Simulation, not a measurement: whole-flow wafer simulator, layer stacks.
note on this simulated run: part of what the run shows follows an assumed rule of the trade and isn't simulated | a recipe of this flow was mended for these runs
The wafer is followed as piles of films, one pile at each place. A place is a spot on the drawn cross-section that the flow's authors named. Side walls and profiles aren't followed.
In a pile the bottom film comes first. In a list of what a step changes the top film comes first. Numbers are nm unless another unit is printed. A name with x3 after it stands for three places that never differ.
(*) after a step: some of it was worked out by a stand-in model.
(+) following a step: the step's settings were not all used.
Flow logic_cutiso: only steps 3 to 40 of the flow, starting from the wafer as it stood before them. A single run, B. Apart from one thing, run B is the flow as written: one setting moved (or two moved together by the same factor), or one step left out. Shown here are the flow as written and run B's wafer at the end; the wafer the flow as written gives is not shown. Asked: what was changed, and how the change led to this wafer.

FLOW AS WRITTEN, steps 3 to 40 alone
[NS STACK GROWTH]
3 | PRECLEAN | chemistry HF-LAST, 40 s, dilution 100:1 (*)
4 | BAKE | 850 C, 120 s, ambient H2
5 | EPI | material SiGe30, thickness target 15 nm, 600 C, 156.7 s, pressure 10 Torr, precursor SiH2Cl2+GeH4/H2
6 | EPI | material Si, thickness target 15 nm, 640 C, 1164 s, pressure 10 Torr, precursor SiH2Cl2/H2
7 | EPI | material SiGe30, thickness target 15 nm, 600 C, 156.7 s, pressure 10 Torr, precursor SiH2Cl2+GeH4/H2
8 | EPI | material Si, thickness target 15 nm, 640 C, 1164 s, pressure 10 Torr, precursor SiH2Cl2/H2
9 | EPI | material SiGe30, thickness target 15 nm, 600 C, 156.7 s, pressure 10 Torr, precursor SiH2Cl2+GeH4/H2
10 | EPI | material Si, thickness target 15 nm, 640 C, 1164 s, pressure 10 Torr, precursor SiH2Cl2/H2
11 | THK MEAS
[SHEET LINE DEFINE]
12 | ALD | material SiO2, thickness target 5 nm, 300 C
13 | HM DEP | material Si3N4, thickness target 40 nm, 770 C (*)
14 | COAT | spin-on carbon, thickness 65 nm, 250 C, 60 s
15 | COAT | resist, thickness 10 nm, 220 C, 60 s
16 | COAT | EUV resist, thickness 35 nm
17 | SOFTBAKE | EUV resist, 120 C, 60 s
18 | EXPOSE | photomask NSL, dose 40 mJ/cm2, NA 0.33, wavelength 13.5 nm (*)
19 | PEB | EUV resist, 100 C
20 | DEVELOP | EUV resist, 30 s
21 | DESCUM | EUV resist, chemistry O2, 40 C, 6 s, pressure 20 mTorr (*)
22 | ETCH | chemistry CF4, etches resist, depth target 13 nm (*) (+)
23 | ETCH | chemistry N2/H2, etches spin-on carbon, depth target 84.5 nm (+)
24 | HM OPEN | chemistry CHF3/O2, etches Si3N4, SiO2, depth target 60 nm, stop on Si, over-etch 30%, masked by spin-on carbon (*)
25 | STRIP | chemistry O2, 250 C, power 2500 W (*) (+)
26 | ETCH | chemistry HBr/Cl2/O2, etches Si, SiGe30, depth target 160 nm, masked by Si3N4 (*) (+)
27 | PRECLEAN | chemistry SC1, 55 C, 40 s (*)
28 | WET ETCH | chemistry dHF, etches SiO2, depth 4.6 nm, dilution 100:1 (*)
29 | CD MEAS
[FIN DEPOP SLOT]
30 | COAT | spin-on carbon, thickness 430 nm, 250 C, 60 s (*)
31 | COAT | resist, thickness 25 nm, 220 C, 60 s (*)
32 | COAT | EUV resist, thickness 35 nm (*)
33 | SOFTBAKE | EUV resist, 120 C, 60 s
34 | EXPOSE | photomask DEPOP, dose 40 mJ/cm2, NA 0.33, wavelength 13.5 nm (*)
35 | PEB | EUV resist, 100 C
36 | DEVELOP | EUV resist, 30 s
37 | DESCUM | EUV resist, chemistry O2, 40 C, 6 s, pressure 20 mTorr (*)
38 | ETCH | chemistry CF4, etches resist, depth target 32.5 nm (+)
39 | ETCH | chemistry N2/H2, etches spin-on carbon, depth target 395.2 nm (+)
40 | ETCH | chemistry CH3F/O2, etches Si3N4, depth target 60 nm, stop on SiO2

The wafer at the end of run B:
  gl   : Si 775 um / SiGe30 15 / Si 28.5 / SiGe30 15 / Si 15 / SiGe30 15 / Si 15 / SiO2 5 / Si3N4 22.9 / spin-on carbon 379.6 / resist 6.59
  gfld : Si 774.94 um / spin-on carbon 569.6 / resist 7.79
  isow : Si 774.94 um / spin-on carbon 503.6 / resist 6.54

Cause: step 6, EPI: thickness target 28.5 nm was run, though the flow has thickness target 15 nm; step 6, EPI: 2212 s was run, where the flow has 1164 s.
The wafer itself shows it: gl has Si 28.5, and step 6 as written asks for 15 nm.

The path from the change to this, step by step:
  6 | EPI | material Si, thickness target 15 nm, 640 C, 1164 s, pressure 10 Torr, precursor SiH2Cl2/H2
      depop, dpovl, gfld and 19 more: +28.5 Si (new film) (in the flow as written it would be: +15 Si (new film))
  26 | ETCH | chemistry HBr/Cl2/O2, etches Si, SiGe30, depth target 160 nm, masked by Si3N4 (*) (+)
      dpovl, gfld, gxf, iso, isow, lnri, nsgap: -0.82 chemical SiO2 (all of it), -12 Si (all of it), -15 SiGe30 (all of it), -15 Si (all of it), -15 SiGe30 (all of it), -28.5 Si (all of it), -15 SiGe30 (all of it), -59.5 Si (in the flow as written it would be: -0.82 chemical SiO2 (all of it), -12 Si (all of it), -15 SiGe30 (all of it), -15 Si (all of it), -15 SiGe30 (all of it), -15 Si (all of it), -15 SiGe30 (all of it), -73 Si)
